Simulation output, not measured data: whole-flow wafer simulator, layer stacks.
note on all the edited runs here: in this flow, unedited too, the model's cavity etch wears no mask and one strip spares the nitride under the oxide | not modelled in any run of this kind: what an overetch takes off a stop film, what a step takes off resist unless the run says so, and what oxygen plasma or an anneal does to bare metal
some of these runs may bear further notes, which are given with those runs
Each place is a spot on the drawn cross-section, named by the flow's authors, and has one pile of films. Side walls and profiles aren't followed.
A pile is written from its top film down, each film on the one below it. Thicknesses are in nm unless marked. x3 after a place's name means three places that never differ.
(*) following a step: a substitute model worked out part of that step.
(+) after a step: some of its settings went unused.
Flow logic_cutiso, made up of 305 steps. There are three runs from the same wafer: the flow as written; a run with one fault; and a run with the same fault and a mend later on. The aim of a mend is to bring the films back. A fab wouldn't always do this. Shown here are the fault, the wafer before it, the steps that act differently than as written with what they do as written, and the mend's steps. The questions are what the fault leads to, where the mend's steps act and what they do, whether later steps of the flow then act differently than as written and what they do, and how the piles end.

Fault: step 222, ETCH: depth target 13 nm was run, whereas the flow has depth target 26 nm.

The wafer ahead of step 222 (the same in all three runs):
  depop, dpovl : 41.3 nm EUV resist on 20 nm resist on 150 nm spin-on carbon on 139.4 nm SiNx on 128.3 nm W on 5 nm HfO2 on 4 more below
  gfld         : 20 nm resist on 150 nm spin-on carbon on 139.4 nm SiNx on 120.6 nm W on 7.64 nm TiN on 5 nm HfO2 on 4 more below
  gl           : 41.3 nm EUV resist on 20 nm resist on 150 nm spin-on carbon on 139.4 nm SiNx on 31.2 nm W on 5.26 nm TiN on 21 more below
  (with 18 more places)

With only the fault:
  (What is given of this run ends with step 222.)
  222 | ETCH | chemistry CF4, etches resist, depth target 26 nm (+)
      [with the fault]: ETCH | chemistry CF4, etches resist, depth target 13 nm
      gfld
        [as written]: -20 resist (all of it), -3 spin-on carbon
        [with the fault]: -13 resist
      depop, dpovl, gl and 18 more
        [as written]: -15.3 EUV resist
        [with the fault]: -7.65 EUV resist
  The piles after step 222 differ from the flow's at depop, dpovl, gfld and 19 more by more than 2% or 0.5 nm, whichever is larger.
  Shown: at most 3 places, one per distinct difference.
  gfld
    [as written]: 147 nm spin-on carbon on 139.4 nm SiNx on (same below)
    [with the fault]: 7 nm resist on 150 nm spin-on carbon on 139.4 nm SiNx on (same below)
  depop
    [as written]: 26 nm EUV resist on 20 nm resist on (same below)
    [with the fault]: 33.7 nm EUV resist on 20 nm resist on (same below)

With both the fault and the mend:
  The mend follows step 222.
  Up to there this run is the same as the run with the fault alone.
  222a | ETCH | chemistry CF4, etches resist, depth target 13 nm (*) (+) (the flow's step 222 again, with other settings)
      depop, dpovl, gl and 18 more
        -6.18 EUV resist
      gfld
        -7 resist (all of it), -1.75 spin-on carbon
  Steps further on in the flow that do not act as written (3 other steps are not shown; they differ only slightly, by no more than 2% or 0.5 nm, whichever is larger):
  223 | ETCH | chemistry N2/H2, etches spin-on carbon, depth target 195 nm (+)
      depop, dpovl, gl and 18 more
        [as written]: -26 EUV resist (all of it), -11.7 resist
        [with the mend]: -27.5 EUV resist (all of it), -11.6 resist
  At every place that both follow, the piles at the end match the flow's.
